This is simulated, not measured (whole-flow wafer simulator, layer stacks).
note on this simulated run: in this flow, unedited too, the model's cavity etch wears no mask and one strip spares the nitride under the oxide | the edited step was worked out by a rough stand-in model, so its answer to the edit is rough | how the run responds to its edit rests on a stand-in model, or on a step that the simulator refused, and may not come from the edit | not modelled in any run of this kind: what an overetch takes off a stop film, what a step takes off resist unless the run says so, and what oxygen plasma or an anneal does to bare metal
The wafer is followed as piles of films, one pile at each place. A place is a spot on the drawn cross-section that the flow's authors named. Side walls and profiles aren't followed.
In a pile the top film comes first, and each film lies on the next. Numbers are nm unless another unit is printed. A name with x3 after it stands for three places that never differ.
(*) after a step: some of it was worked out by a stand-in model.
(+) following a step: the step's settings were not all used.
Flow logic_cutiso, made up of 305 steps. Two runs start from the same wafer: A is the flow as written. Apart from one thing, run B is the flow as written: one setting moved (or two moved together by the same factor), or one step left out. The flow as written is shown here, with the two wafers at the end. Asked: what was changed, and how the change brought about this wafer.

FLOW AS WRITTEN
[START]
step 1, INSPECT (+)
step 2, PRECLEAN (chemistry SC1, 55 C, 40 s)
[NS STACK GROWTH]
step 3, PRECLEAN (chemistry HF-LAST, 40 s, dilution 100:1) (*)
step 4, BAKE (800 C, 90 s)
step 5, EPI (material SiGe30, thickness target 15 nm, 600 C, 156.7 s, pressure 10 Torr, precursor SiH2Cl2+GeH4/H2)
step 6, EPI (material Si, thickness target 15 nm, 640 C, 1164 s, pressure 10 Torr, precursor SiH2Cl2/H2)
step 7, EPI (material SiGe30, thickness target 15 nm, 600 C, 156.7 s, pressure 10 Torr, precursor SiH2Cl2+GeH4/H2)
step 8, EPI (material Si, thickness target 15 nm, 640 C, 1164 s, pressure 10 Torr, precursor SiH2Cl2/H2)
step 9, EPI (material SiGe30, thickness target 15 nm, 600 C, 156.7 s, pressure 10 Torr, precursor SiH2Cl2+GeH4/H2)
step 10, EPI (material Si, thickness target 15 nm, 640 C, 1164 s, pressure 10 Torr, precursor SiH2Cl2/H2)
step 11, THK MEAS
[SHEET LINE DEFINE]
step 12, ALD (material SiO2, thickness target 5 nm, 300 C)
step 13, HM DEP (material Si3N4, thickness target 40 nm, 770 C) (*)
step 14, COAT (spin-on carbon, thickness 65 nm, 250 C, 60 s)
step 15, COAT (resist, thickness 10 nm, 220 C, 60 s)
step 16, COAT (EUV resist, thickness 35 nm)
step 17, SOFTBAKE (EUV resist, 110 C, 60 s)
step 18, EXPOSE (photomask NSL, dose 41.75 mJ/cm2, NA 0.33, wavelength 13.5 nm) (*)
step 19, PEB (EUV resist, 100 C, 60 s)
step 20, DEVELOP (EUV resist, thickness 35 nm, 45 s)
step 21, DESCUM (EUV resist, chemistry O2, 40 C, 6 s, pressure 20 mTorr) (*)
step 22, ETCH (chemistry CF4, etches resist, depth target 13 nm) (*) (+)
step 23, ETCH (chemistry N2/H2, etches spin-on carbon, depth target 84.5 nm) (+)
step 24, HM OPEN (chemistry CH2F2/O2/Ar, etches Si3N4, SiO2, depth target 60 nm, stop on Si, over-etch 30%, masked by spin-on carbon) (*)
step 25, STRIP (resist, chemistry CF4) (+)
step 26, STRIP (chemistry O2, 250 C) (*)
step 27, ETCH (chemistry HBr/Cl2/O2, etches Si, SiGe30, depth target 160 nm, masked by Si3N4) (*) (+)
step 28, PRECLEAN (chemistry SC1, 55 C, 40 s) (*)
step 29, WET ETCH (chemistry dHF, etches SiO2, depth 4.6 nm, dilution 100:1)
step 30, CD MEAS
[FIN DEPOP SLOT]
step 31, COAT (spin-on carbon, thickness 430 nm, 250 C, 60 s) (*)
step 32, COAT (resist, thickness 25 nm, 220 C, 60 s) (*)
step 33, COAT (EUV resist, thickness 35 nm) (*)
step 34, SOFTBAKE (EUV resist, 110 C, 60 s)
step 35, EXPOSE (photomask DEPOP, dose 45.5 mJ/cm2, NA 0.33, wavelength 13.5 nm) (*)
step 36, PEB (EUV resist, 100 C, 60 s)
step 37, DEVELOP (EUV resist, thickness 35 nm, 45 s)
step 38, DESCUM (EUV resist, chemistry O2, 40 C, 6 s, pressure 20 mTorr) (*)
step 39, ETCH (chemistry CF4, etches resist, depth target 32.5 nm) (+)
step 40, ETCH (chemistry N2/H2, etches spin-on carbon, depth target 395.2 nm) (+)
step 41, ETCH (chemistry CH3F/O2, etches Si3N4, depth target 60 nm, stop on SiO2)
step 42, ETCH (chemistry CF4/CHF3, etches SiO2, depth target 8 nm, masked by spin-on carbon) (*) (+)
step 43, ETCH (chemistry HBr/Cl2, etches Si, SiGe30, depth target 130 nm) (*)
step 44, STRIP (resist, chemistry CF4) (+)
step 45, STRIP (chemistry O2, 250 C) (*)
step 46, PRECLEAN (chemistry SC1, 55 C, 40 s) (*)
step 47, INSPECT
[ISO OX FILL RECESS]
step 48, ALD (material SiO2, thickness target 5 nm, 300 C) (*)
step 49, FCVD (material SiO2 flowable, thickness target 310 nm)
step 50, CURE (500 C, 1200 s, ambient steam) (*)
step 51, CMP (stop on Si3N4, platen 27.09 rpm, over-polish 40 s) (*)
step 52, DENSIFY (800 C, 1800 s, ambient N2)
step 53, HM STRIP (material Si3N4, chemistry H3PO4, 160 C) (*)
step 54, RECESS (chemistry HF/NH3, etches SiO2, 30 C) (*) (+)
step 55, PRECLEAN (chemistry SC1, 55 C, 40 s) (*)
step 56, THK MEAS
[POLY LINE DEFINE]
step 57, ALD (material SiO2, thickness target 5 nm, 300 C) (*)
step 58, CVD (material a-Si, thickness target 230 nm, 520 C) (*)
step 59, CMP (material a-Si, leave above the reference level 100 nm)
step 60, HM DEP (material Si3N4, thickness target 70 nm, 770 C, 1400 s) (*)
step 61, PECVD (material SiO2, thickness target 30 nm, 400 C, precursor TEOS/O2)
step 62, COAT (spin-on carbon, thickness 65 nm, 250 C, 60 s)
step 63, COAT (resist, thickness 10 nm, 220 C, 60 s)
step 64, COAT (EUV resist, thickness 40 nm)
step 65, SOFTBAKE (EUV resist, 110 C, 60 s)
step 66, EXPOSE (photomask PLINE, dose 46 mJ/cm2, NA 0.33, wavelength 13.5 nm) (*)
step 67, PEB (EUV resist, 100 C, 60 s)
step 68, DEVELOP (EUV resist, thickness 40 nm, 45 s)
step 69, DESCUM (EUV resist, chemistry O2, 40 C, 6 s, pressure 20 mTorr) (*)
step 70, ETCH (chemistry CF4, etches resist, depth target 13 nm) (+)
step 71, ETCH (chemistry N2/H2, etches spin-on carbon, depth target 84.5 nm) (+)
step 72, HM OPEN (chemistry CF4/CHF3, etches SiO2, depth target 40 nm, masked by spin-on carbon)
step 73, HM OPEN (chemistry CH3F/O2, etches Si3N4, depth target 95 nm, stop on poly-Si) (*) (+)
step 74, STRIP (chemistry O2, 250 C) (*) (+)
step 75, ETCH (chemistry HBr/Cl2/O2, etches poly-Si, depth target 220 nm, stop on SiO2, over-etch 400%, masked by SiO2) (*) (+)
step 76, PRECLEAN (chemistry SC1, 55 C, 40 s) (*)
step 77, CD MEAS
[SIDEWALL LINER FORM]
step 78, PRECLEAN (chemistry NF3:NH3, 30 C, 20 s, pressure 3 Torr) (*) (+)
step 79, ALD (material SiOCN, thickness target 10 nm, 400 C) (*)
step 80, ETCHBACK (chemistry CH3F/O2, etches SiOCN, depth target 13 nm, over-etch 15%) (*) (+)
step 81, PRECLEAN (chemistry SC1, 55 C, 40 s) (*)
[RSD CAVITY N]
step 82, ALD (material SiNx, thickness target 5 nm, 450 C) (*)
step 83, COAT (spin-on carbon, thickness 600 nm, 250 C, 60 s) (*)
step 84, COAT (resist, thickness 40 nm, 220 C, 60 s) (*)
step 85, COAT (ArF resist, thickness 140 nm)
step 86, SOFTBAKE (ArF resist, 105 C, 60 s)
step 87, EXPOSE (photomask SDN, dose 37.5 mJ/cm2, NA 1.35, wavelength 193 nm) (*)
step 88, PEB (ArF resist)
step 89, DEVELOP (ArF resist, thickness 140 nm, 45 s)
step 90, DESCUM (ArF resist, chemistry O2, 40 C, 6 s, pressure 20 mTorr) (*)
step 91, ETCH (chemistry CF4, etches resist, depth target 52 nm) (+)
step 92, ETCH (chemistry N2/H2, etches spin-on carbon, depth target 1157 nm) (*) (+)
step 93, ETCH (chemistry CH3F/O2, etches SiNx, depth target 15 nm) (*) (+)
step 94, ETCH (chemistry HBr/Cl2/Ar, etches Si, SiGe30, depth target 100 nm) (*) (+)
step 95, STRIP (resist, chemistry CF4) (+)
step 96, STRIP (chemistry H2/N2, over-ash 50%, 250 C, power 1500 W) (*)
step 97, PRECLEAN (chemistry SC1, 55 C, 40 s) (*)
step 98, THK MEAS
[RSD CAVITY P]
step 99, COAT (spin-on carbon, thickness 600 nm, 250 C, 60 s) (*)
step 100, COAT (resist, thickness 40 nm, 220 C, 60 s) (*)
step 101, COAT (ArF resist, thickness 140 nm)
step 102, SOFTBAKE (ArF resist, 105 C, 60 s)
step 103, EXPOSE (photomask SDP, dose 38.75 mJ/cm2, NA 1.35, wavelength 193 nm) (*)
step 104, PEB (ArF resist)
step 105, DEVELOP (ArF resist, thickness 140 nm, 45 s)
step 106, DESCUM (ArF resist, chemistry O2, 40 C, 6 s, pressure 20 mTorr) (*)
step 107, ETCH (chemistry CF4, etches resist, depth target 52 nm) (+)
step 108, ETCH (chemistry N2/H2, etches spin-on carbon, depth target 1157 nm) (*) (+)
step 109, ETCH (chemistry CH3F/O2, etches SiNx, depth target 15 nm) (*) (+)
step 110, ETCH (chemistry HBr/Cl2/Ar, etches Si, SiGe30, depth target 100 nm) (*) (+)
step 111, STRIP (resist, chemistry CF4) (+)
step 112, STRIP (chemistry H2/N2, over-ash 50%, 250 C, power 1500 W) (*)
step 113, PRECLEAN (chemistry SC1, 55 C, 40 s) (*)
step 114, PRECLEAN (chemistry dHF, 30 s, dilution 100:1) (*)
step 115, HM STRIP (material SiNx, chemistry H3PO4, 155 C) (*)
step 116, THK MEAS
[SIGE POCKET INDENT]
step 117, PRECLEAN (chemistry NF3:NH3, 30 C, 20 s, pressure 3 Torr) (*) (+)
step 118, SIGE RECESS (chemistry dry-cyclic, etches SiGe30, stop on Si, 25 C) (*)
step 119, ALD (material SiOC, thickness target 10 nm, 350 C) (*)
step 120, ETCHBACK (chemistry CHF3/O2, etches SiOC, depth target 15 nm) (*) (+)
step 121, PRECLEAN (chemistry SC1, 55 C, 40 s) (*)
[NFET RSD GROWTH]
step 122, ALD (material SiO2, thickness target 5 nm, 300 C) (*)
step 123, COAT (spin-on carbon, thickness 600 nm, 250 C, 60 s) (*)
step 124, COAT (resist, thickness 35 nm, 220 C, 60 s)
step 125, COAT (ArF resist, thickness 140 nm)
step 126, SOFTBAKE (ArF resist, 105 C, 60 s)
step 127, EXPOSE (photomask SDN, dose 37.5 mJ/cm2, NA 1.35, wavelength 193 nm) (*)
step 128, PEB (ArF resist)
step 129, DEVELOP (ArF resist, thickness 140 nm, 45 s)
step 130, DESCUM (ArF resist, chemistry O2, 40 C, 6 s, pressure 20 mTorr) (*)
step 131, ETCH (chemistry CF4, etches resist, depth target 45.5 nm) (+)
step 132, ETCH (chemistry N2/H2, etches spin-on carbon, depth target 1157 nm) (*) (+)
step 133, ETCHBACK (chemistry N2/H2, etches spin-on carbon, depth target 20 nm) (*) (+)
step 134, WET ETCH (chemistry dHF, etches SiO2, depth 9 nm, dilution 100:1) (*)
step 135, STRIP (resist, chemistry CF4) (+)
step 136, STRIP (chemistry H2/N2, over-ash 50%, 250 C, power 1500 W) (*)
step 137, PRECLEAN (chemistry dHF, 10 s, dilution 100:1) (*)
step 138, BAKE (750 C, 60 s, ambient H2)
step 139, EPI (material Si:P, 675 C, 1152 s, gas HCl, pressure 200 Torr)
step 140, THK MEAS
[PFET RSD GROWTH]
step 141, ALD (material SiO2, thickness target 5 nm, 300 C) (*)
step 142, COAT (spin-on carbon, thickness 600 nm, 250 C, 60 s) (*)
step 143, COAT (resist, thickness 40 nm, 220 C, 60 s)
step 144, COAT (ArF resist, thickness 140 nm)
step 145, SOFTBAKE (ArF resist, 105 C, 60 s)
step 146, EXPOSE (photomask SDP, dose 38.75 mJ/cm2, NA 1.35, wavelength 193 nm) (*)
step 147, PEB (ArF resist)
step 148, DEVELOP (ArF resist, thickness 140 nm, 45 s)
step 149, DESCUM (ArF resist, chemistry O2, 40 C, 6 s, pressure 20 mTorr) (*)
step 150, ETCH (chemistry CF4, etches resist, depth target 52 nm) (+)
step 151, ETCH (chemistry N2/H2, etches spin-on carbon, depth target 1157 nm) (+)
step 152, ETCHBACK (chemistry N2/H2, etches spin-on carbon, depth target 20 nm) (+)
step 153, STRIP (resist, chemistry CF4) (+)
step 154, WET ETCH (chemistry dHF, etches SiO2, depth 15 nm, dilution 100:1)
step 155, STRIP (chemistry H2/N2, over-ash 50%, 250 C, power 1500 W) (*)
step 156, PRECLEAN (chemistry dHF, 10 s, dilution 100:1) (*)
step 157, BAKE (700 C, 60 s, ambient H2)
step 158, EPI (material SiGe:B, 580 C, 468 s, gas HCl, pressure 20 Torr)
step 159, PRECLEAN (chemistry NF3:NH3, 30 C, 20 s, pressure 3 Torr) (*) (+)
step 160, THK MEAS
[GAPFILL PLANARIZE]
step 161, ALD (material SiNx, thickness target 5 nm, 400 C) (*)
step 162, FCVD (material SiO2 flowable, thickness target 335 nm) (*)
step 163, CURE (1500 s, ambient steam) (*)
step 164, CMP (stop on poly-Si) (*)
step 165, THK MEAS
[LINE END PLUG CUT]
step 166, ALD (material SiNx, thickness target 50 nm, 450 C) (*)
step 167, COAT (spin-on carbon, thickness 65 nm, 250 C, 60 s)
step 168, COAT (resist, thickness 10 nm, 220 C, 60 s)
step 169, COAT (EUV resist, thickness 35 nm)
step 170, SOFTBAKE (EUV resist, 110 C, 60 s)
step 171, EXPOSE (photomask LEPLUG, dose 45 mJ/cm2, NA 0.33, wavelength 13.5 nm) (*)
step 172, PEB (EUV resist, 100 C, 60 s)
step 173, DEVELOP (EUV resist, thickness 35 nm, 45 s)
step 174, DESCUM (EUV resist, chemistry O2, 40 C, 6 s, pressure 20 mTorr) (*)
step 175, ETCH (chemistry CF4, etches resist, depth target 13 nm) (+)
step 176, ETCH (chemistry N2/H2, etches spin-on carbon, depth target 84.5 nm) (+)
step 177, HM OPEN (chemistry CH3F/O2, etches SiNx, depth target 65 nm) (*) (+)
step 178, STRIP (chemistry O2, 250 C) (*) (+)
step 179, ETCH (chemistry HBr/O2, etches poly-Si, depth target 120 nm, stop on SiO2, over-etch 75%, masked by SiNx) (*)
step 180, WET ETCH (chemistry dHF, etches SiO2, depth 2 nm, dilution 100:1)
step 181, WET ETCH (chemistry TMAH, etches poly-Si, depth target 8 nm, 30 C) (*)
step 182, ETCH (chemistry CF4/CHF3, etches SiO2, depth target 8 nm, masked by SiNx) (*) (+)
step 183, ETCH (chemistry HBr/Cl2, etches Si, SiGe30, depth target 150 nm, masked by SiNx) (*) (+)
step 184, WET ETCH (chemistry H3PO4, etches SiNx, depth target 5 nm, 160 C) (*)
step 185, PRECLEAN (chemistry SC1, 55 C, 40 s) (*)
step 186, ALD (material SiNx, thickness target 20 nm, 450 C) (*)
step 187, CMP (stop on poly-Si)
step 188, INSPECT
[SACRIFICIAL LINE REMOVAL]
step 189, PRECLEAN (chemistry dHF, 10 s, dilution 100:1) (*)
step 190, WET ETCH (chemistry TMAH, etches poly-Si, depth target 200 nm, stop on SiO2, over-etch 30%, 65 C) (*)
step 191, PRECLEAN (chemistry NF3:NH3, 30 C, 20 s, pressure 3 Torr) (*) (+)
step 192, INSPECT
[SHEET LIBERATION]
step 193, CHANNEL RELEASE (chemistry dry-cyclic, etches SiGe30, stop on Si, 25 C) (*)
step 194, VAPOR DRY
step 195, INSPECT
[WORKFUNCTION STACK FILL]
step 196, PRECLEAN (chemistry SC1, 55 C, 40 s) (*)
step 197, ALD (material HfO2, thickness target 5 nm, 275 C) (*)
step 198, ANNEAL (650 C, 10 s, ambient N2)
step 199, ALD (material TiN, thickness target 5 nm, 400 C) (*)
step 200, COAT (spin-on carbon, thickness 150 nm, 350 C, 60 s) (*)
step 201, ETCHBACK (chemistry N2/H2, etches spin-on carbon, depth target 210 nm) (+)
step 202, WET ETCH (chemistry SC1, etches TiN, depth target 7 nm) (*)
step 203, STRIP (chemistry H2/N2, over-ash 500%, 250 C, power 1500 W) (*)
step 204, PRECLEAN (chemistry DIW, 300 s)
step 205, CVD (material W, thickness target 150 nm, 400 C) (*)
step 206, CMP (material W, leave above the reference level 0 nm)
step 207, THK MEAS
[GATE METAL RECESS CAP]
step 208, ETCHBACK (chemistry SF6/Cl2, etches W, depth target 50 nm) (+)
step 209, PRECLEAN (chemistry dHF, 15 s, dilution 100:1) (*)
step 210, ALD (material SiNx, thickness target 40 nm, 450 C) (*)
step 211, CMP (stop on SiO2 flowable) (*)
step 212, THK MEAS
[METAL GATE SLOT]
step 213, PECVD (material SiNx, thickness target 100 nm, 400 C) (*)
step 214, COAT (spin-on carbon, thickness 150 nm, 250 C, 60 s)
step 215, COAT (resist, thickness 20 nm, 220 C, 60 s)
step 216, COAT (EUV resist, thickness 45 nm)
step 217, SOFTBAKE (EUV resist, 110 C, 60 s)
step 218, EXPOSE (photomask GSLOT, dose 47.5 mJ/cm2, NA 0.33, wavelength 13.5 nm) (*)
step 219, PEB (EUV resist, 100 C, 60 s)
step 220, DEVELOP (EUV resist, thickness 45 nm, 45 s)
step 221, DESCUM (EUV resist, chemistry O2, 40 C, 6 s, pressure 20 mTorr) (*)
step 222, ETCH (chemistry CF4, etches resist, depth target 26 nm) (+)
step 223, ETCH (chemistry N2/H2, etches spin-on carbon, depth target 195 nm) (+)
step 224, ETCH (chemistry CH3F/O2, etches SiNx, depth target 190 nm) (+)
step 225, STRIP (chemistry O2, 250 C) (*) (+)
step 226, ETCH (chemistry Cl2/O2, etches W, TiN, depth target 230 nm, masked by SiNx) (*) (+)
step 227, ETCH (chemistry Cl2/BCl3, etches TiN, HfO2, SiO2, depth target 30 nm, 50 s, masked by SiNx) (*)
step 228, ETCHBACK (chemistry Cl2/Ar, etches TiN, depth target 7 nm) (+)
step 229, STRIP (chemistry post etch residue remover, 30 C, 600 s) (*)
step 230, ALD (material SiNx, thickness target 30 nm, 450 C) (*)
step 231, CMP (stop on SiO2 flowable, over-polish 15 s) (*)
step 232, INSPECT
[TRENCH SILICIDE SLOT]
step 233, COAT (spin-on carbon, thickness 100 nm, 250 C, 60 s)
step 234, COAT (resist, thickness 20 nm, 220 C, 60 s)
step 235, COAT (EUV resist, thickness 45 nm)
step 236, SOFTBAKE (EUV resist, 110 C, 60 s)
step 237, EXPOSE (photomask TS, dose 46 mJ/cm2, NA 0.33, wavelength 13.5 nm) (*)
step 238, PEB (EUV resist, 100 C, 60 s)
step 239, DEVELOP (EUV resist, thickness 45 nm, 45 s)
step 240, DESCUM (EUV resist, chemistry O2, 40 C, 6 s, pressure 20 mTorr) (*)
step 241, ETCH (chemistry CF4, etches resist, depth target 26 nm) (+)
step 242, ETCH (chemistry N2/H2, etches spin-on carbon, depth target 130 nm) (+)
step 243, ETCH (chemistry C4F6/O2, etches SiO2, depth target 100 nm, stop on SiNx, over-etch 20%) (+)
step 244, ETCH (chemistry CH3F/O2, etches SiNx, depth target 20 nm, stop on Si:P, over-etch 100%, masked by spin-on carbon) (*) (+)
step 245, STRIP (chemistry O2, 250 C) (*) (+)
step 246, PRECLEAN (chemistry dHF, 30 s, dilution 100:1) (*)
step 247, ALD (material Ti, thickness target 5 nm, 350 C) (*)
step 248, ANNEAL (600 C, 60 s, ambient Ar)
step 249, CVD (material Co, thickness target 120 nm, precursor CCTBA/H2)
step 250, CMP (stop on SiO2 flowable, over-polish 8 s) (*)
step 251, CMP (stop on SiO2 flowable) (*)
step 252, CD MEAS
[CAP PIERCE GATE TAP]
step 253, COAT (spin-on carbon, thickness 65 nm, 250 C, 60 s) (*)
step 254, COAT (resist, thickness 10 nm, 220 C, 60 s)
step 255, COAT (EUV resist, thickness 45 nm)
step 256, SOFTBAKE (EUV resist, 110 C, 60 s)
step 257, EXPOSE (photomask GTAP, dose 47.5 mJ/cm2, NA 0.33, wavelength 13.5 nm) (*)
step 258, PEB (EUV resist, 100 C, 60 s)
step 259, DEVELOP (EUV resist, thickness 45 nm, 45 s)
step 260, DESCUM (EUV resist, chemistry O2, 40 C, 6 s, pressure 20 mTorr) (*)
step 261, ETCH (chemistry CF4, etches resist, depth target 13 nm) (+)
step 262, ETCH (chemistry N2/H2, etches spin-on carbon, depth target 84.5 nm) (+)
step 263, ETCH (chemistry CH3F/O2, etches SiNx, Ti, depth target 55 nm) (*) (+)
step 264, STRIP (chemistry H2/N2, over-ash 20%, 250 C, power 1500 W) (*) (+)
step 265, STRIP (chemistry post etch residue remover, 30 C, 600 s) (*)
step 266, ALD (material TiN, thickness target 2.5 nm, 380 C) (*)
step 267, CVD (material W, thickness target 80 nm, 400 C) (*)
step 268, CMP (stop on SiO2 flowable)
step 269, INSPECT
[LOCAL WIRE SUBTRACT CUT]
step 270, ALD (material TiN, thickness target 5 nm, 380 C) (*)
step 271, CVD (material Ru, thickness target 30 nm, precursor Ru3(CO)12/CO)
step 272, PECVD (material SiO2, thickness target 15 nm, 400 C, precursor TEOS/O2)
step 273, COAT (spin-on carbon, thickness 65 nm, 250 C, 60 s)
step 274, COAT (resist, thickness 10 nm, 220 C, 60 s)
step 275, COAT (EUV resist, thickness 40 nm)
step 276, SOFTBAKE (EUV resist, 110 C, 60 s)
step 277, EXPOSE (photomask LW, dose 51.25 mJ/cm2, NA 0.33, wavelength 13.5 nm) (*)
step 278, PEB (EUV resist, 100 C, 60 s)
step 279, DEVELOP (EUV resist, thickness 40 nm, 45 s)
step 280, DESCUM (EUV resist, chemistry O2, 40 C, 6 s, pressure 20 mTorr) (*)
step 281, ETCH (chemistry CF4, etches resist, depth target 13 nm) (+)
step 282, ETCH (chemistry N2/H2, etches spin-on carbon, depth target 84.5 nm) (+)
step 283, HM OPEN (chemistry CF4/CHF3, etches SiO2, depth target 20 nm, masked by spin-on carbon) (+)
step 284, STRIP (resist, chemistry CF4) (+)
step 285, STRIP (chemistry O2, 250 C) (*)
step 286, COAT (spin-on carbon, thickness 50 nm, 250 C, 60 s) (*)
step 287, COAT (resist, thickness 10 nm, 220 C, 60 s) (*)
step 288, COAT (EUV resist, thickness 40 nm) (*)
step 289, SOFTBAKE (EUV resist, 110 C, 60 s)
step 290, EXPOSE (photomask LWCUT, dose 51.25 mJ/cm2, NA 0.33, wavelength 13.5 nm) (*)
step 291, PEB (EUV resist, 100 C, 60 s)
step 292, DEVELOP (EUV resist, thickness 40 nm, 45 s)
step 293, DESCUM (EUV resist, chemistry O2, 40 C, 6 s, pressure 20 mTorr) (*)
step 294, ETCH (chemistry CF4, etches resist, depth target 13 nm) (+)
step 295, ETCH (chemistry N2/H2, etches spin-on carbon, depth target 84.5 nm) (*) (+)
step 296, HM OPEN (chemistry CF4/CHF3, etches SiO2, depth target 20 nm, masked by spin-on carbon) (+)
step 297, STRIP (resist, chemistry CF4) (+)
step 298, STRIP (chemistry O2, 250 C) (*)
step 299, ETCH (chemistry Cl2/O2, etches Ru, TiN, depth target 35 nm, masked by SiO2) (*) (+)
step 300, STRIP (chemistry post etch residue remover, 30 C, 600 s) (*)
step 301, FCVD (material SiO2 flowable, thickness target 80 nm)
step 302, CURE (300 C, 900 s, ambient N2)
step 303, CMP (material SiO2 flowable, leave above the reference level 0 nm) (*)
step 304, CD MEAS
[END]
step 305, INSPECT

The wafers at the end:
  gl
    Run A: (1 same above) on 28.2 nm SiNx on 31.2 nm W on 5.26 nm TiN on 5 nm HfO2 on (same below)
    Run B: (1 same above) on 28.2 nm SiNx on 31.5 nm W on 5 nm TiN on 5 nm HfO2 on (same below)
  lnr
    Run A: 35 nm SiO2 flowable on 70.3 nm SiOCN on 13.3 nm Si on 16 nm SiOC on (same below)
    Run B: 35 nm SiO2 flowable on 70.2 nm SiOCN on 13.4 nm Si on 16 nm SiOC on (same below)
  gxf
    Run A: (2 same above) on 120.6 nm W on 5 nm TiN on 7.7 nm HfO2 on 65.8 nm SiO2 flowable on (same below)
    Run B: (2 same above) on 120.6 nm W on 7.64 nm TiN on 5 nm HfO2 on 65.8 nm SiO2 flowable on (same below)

Cause: step 75, ETCH: depth target 110 nm was run, whereas the flow has depth target 220 nm.

The path from the change to this, step by step:
  step 75, ETCH (chemistry HBr/Cl2/O2, etches poly-Si, depth target 220 nm, stop on SiO2, over-etch 400%, masked by SiO2) (*) (+)
      lnr, lnrp, lnrt, rsdn, rsdp, rsdw, rsdx: A chemical SiO2 loses 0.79 (all of it), poly-Si loses 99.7 (all of it), SiO2 loses 5 (all of it) | B chemical SiO2 loses 0.79 (all of it), poly-Si loses 99.7 (all of it), SiO2 loses 2.25
      depop, dpovl, gfld and 10 more: A SiO2 loses 9.58 | B SiO2 loses 7.6
      (also at 2 further places)
  step 78, PRECLEAN (chemistry NF3:NH3, 30 C, 20 s, pressure 3 Torr) (*) (+)
      lnr, lnrp, lnrt, rsdn, rsdp, rsdw, rsdx: A chemical SiO2 loses 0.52 (all of it) | B SiO2 loses 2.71 (all of it), chemical SiO2 loses 0.49 (all of it)
      iso, lnri: A SiO2 loses 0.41 (all of it), SiO2 flowable loses 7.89 | B SiO2 loses 3.15 (all of it), SiO2 flowable loses 4.71
  step 120, ETCHBACK (chemistry CHF3/O2, etches SiOC, depth target 15 nm) (*) (+)
      gl, tap: A SiOC loses 10 (all of it), SiO2 loses 4.21 (all of it), Si3N4 loses 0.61 | B SiOC loses 10 (all of it), SiO2 loses 5
      glp: A SiOC loses 10 (all of it), SiO2 loses 4.25 (all of it), Si3N4 loses 0.58 | B SiOC loses 10 (all of it), SiO2 loses 5
      (also at 2 further places)
  step 122, ALD (material SiO2, thickness target 5 nm, 300 C) (*)
      gl, glp, tap: A SiO2 gains 5 (new film) | B SiO2 gains 5
      gxn: A SiO2 gains 6.76 (new film) | B SiO2 gains 7.07
      (also at 1 further place)
  step 132, ETCH (chemistry N2/H2, etches spin-on carbon, depth target 1157 nm) (*) (+)
      gl, tap: A spin-on carbon loses 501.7 (all of it), SiO2 loses 5 (all of it), Si3N4 loses 0.5 | B spin-on carbon loses 501.7 (all of it), SiO2 loses 6.15 (all of it)
  step 133, ETCHBACK (chemistry N2/H2, etches spin-on carbon, depth target 20 nm) (*) (+)
      gxn: A SiO2 loses 0.7 (all of it), Si3N4 loses 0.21 | B SiO2 loses 1.11
  step 134, WET ETCH (chemistry dHF, etches SiO2, depth 9 nm, dilution 100:1) (*)
      gxn: A Si3N4 loses 0.34 | B SiO2 loses 2 (all of it), Si3N4 loses 0.2
  step 141, ALD (material SiO2, thickness target 5 nm, 300 C) (*)
      gxn: A SiO2 gains 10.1 (new film) | B SiO2 gains 11.7 (new film)
  step 153, STRIP (resist, chemistry CF4) (+)
      gxp: A SiO2 loses 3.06 (all of it) | B SiO2 loses 5.33
      glp: A SiO2 loses 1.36 (all of it) | B SiO2 loses 2.51 (all of it)
  step 161, ALD (material SiNx, thickness target 5 nm, 400 C) (*)
      gxp: A SiNx gains 5 (new film) | B SiNx gains 5.65 (new film)
  step 164, CMP (stop on poly-Si) (*)
      depop, dpovl, isow, ns, nsgap: A SiO2 flowable loses 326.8 (all of it), SiNx loses 5 (all of it), SiO2 loses 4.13 (all of it), Si3N4 loses 70 (all of it) | B SiO2 flowable loses 326.8 (all of it), SiNx loses 5 (all of it), SiO2 loses 6.1 (all of it), Si3N4 loses 70 (all of it)
      gfld, gxf: A SiO2 flowable loses 251.9 (all of it), SiNx loses 5 (all of it), SiO2 loses 4.13 (all of it), Si3N4 loses 70 (all of it) | B SiO2 flowable loses 251.6 (all of it), SiNx loses 5 (all of it), SiO2 loses 6.1 (all of it), Si3N4 loses 70 (all of it)
      (also at 9 further places)
  step 197, ALD (material HfO2, thickness target 5 nm, 275 C) (*)
      gxf: A HfO2 gains 7.7 (new film) | B HfO2 gains 5 (new film)
  step 199, ALD (material TiN, thickness target 5 nm, 400 C) (*)
      gfld: A TiN gains 7.64 (new film) | B TiN gains 5.6 (new film)
      gxf: A TiN gains 5 (new film) | B TiN gains 7.64 (new film)
  step 226, ETCH (chemistry Cl2/O2, etches W, TiN, depth target 230 nm, masked by SiNx) (*) (+)
      gfld: A W loses 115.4 (all of it), TiN loses 7.64 (all of it), HfO2 loses 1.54 | B W loses 117.5 (all of it), TiN loses 5.6 (all of it), HfO2 loses 1.54
